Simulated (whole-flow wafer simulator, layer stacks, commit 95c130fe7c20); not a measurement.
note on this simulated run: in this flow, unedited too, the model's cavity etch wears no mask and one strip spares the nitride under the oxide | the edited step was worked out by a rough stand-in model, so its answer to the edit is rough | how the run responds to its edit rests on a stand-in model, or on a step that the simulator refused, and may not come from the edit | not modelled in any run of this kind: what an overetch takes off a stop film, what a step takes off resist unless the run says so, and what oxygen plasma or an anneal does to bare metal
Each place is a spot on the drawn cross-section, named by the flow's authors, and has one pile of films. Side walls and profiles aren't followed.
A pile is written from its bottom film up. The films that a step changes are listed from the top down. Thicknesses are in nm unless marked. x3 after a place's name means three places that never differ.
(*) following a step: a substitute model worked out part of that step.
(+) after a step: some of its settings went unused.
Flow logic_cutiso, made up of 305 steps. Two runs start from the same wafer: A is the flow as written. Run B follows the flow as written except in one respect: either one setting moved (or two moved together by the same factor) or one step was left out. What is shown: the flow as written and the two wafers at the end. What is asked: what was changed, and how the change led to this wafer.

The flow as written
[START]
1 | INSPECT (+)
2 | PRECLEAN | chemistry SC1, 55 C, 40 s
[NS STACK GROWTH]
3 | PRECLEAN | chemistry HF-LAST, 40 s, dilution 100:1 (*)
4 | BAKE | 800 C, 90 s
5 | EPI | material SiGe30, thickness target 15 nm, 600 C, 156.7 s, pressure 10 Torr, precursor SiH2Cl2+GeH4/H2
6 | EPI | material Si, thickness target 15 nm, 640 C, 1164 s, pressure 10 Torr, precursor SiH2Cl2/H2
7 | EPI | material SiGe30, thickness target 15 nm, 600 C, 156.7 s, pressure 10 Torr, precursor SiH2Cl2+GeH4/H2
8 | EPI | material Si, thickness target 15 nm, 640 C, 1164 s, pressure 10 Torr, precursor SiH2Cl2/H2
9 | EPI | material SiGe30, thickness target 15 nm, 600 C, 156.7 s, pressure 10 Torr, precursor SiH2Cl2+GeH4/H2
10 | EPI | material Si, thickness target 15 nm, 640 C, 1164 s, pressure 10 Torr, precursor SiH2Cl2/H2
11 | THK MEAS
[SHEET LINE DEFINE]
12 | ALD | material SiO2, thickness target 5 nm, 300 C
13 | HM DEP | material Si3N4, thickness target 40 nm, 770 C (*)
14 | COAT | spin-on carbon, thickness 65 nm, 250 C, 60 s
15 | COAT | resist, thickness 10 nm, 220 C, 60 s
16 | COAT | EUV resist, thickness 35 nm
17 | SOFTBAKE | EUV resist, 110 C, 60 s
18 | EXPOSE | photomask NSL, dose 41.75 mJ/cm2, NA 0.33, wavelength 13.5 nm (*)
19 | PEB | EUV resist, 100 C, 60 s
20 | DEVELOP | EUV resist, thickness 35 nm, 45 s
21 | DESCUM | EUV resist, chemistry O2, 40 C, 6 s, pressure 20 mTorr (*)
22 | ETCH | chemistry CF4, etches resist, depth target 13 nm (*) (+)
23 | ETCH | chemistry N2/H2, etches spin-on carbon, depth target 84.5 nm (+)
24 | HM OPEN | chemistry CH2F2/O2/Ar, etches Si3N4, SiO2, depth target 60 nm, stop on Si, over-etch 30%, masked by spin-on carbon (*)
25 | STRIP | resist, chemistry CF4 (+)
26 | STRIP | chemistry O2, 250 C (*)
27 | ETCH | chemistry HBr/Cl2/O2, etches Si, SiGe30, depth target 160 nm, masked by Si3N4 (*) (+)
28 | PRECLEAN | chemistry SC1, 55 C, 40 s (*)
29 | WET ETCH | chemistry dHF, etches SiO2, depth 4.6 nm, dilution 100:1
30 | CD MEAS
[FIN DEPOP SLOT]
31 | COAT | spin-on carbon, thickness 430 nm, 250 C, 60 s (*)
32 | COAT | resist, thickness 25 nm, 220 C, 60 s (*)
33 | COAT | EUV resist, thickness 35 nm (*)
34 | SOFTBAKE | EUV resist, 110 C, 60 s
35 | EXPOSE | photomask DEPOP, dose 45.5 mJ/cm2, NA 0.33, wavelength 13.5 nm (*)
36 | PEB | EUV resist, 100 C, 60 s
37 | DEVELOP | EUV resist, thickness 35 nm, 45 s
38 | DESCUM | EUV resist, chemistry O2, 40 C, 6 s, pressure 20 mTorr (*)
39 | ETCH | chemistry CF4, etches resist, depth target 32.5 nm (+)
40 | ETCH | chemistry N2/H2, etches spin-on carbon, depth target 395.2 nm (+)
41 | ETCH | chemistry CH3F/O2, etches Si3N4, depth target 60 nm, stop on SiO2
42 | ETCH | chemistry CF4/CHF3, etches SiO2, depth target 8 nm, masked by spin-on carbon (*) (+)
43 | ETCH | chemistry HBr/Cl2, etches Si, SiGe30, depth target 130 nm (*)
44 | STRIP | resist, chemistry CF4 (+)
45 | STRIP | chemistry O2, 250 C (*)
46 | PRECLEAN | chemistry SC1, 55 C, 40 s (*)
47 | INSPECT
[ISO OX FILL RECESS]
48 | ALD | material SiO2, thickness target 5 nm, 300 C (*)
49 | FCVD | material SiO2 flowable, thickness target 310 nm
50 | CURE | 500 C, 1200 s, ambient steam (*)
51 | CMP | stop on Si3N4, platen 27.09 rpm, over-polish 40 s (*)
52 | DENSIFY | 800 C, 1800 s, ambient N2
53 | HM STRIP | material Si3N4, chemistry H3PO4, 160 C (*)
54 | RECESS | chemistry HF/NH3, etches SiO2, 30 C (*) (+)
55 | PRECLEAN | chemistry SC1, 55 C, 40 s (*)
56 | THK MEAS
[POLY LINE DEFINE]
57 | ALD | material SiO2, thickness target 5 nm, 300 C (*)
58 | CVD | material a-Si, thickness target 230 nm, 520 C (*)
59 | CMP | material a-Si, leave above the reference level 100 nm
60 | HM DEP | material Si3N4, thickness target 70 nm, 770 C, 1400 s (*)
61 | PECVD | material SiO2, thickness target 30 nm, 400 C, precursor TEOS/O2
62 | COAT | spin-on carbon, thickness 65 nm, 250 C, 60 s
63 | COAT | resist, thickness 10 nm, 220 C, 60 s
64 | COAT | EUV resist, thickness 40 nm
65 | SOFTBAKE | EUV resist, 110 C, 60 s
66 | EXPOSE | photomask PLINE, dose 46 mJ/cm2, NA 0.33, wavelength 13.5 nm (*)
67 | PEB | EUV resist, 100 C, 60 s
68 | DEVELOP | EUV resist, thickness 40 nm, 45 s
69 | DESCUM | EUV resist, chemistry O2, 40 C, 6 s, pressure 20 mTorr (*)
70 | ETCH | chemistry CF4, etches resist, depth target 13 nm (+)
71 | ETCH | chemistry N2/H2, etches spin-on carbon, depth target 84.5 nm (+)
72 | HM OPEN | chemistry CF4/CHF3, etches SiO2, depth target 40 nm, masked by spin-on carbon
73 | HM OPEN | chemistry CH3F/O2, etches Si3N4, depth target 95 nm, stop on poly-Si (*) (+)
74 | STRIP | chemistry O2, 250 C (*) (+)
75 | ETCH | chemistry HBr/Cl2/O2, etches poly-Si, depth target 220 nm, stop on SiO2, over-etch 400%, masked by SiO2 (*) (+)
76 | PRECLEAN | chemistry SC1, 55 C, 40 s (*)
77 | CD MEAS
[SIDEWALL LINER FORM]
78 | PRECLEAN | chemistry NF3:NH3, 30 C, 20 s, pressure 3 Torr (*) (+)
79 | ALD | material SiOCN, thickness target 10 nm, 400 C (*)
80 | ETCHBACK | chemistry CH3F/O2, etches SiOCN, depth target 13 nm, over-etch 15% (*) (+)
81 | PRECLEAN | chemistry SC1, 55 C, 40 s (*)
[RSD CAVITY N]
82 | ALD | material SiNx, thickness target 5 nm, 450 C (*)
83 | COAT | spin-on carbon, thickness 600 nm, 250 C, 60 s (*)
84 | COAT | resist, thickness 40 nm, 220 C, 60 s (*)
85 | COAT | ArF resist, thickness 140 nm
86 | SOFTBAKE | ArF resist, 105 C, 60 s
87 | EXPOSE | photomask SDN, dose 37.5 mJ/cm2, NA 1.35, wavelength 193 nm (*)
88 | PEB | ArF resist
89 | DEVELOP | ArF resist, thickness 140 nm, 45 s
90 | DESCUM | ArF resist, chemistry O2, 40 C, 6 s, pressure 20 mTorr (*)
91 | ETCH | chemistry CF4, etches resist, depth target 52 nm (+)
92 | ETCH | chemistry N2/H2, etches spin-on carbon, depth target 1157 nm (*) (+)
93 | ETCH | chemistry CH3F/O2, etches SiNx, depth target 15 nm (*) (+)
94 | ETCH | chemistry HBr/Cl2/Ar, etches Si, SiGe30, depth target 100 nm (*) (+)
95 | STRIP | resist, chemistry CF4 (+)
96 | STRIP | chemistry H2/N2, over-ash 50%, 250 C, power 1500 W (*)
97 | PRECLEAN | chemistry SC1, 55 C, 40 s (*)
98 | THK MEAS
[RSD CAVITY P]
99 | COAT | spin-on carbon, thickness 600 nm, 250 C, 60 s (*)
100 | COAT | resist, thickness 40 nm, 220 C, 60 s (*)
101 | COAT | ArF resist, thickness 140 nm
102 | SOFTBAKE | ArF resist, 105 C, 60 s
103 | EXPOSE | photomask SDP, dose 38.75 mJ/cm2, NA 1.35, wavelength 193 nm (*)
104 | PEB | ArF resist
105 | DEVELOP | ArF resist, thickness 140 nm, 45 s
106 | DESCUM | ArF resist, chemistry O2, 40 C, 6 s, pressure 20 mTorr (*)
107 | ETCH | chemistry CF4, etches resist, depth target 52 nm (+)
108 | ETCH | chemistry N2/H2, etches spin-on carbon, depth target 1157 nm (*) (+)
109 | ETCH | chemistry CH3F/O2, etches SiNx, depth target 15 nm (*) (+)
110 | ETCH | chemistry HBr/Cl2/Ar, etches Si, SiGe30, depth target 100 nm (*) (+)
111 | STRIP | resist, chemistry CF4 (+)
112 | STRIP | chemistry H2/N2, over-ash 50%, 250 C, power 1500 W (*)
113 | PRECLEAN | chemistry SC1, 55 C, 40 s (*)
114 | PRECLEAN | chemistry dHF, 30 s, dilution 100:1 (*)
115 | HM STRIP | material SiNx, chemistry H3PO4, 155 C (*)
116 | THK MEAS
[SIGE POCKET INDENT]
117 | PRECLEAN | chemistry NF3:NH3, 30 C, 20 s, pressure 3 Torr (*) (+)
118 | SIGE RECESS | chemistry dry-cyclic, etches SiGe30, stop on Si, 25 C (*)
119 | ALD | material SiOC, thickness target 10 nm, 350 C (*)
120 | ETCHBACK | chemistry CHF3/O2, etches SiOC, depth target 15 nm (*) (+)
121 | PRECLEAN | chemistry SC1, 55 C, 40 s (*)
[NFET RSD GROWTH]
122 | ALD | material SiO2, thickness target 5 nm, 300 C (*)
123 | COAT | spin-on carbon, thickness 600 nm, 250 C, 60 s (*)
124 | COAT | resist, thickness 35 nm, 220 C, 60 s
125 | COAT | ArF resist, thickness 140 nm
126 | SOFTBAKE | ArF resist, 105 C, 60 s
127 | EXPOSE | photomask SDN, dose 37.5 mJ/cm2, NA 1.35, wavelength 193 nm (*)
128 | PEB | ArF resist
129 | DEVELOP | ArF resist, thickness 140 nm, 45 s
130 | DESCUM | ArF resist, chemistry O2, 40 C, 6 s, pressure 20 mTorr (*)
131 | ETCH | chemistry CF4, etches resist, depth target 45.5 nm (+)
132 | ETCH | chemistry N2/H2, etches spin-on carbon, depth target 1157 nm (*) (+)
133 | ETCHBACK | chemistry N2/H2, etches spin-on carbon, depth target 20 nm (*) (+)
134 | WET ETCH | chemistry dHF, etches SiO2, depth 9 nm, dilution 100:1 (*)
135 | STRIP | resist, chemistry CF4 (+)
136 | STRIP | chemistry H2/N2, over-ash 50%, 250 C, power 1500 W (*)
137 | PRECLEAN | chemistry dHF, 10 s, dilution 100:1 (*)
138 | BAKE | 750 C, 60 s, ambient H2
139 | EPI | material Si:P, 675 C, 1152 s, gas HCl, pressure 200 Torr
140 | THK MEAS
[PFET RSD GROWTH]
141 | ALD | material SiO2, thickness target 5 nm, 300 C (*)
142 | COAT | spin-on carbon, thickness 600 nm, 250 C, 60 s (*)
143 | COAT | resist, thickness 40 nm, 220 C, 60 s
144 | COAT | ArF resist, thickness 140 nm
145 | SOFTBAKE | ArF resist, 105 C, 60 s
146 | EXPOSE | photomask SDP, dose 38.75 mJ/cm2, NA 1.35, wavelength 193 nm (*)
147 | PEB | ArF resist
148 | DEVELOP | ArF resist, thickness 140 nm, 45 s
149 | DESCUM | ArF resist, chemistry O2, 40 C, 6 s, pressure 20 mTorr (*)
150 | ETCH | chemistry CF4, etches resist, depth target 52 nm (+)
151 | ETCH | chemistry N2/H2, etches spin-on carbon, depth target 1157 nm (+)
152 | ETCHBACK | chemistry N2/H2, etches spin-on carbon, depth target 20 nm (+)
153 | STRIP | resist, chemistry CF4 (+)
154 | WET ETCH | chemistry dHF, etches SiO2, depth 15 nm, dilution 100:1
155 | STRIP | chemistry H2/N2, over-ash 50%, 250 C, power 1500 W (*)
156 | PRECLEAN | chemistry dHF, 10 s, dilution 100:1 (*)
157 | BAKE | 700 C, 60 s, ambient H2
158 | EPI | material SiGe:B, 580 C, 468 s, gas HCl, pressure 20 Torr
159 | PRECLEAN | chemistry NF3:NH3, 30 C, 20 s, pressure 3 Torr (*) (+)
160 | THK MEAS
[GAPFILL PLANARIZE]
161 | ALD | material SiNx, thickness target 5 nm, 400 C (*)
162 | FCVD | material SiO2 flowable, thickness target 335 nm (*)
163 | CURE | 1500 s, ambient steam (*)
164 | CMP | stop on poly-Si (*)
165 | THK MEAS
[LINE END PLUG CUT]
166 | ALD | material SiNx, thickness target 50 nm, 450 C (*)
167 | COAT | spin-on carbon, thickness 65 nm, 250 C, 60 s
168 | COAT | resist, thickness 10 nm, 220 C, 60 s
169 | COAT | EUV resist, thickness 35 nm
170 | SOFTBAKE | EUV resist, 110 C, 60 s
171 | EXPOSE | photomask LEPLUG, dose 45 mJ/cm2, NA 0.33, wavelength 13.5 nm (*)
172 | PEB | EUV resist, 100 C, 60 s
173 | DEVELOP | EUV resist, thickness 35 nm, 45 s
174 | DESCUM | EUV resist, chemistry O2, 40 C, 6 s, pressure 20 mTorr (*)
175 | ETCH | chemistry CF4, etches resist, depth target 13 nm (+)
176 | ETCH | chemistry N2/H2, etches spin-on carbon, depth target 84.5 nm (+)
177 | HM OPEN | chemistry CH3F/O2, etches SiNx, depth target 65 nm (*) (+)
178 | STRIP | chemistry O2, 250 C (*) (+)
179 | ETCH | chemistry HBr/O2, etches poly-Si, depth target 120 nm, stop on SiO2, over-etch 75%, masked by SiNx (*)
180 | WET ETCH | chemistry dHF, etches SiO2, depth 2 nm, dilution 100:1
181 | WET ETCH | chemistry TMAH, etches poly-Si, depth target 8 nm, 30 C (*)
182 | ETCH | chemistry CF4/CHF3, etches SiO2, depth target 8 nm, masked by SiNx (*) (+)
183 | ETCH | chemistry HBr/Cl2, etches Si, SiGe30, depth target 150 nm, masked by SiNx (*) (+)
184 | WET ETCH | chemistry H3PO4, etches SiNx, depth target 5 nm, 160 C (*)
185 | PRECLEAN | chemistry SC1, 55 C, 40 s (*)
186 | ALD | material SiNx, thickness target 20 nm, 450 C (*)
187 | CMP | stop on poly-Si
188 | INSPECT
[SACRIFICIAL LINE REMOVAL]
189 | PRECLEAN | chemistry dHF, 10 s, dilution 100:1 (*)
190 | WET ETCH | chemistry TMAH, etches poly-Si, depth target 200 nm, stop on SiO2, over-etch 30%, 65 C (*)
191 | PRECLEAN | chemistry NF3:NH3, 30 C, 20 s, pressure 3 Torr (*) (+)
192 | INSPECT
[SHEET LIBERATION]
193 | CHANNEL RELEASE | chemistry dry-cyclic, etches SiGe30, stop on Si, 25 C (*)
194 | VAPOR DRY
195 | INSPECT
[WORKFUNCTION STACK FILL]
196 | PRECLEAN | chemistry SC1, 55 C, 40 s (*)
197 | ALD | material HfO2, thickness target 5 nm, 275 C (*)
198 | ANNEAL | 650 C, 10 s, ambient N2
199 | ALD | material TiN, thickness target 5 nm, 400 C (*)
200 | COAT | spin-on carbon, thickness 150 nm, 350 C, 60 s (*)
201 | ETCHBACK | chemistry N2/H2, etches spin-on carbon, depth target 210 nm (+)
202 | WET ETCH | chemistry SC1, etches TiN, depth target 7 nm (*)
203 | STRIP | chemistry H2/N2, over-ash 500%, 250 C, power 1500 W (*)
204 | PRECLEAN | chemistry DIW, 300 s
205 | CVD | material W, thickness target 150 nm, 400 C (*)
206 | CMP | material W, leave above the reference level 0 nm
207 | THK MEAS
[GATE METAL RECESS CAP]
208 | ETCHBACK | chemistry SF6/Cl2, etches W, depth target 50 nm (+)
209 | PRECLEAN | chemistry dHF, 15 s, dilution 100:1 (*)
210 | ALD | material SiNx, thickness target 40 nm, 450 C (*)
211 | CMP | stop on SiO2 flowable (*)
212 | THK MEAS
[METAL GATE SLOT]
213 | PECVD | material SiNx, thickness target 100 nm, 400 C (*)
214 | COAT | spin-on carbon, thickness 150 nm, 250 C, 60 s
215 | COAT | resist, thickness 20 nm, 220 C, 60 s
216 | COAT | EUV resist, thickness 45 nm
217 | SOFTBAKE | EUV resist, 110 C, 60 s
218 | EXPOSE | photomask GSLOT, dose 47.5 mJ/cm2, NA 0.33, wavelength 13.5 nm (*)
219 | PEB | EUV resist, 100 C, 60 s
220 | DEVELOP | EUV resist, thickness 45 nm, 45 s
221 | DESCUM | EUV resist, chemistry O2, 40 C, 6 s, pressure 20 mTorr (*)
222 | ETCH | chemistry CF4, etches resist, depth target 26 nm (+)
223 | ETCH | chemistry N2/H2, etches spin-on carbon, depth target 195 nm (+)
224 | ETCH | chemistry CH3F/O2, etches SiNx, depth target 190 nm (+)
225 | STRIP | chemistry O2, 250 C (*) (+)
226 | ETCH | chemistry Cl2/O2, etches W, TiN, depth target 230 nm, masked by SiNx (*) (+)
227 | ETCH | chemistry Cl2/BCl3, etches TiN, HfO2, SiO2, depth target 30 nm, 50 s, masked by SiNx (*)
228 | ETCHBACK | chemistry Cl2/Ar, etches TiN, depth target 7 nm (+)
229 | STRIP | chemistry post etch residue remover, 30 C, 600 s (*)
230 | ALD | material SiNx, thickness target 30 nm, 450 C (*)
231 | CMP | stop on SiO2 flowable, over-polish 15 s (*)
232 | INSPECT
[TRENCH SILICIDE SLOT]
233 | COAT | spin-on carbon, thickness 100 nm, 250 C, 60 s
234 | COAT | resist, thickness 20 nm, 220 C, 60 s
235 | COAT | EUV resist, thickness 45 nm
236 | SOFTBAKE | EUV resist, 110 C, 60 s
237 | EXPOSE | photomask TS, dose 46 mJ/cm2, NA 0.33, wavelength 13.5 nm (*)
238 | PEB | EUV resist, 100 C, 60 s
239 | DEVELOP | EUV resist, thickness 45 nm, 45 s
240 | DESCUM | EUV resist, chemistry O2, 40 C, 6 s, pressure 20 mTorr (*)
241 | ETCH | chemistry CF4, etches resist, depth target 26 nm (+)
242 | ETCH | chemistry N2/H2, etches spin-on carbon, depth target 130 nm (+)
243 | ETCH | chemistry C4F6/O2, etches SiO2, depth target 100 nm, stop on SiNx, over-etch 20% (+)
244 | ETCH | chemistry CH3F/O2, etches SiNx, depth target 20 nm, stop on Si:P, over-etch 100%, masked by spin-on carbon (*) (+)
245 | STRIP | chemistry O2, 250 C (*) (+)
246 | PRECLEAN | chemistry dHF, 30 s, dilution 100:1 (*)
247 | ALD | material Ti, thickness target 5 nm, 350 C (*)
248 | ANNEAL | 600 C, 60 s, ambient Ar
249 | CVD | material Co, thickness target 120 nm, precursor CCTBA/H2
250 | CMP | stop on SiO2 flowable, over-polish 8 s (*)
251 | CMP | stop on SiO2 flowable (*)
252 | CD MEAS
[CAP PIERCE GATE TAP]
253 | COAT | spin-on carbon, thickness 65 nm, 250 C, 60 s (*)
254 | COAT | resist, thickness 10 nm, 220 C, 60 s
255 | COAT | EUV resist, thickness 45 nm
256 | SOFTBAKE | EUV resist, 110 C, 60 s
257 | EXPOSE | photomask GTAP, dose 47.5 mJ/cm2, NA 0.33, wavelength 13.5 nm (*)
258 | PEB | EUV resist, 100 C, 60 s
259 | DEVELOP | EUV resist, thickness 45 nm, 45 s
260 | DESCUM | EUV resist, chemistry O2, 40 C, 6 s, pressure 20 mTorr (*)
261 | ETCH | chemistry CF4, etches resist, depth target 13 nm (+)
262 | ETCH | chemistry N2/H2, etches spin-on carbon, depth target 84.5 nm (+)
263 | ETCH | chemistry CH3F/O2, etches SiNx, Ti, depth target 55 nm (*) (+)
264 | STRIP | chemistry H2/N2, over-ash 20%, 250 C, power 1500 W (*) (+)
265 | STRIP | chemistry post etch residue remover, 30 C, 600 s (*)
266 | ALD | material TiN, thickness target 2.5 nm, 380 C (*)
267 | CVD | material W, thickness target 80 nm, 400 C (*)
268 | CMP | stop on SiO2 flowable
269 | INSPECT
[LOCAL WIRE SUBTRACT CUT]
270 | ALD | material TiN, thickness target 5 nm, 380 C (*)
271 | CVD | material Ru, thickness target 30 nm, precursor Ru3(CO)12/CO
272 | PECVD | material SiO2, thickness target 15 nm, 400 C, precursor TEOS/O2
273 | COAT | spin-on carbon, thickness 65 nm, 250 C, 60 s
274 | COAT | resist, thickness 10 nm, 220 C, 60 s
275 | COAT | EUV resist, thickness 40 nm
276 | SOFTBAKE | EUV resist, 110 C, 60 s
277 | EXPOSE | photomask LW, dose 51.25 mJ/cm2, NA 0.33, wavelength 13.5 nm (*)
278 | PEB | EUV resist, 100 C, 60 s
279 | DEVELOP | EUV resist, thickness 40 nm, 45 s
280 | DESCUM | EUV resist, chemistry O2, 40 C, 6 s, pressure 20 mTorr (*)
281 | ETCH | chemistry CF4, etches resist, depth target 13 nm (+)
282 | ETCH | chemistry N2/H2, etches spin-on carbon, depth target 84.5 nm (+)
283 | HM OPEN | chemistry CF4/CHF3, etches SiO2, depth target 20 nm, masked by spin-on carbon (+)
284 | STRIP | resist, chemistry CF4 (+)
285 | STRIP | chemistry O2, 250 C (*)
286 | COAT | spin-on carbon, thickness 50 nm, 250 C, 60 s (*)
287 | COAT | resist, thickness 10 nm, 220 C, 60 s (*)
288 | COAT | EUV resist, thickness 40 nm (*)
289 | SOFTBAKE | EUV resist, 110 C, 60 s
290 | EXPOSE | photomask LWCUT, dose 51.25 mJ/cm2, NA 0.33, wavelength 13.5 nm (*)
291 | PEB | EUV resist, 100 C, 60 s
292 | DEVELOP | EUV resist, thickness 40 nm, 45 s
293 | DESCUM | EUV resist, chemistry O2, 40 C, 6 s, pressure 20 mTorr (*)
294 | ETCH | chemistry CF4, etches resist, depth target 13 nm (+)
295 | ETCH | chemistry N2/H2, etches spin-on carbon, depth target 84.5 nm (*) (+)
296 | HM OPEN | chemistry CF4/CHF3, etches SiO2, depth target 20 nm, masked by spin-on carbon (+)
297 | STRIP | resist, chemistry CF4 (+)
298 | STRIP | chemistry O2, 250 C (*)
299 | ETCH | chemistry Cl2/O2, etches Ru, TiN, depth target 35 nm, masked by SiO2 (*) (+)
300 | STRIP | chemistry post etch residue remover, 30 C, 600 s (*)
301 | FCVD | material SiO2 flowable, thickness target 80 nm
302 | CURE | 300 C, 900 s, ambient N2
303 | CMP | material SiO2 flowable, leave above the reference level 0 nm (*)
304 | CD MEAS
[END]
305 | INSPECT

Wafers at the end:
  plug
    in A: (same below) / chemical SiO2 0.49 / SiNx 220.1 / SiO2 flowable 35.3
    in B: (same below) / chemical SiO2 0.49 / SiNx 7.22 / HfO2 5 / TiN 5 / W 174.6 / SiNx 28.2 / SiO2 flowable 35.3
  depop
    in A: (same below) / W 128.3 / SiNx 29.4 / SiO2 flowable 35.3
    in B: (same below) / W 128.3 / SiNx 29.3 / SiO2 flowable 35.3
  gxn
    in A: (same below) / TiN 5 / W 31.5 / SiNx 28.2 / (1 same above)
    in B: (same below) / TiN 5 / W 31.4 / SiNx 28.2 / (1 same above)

The reason: step 186, ALD: thickness target 9 nm was run, whereas the flow has thickness target 20 nm.

The path from the change to this, step by step:
  186 | ALD | material SiNx, thickness target 20 nm, 450 C (*)
      depop, dpovl, gfld and 18 more: A +20 SiNx | B +9 SiNx
      plug: A +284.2 SiNx (new film) | B +9 SiNx (new film)
  187 | CMP | stop on poly-Si
      plug: A -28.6 SiNx | B nothing
      depop, dpovl, gfld and 18 more: A -28.6 SiNx (all of it) | B -17.6 SiNx (all of it)
  200 | COAT | spin-on carbon, thickness 150 nm, 350 C, 60 s (*)
      lnr, lnrp: A +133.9 spin-on carbon (new film) | B +129.8 spin-on carbon (new film)
      iso: A +145.4 spin-on carbon (new film) | B +142 spin-on carbon (new film)
      (and at 7 other places as well)
  201 | ETCHBACK | chemistry N2/H2, etches spin-on carbon, depth target 210 nm (+)
      plug: A -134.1 spin-on carbon (all of it) | B -210 spin-on carbon
      lnr, lnrp: A -133.9 spin-on carbon (all of it) | B -129.8 spin-on carbon (all of it)
      (and at 7 other places as well)
  202 | WET ETCH | chemistry SC1, etches TiN, depth target 7 nm (*)
      plug: A -5 TiN (all of it) | B -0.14 spin-on carbon
  203 | STRIP | chemistry H2/N2, over-ash 500%, 250 C, power 1500 W (*)
      plug: A nothing | B -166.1 spin-on carbon (all of it)
      gxn, gxp: A -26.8 spin-on carbon (all of it) | B -23.3 spin-on carbon (all of it)
      (and at 5 other places as well)
  205 | CVD | material W, thickness target 150 nm, 400 C (*)
      plug: A +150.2 W (new film) | B +391.8 W (new film)
  206 | CMP | material W, leave above the reference level 0 nm
      plug: A -150.2 W (all of it), -5 HfO2 (all of it), -12 SiNx | B -167.2 W
  208 | ETCHBACK | chemistry SF6/Cl2, etches W, depth target 50 nm (+)
      plug: A -12.5 SiNx | B -50 W
  210 | ALD | material SiNx, thickness target 40 nm, 450 C (*)
      plug: A +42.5 SiNx | B +82.6 SiNx (new film)
  211 | CMP | stop on SiO2 flowable (*)
      plug: A -40.3 SiNx | B -43.3 SiNx
With metal films that touch counted as one body, plug has 1 body; the flow as written gives 0 bodies.
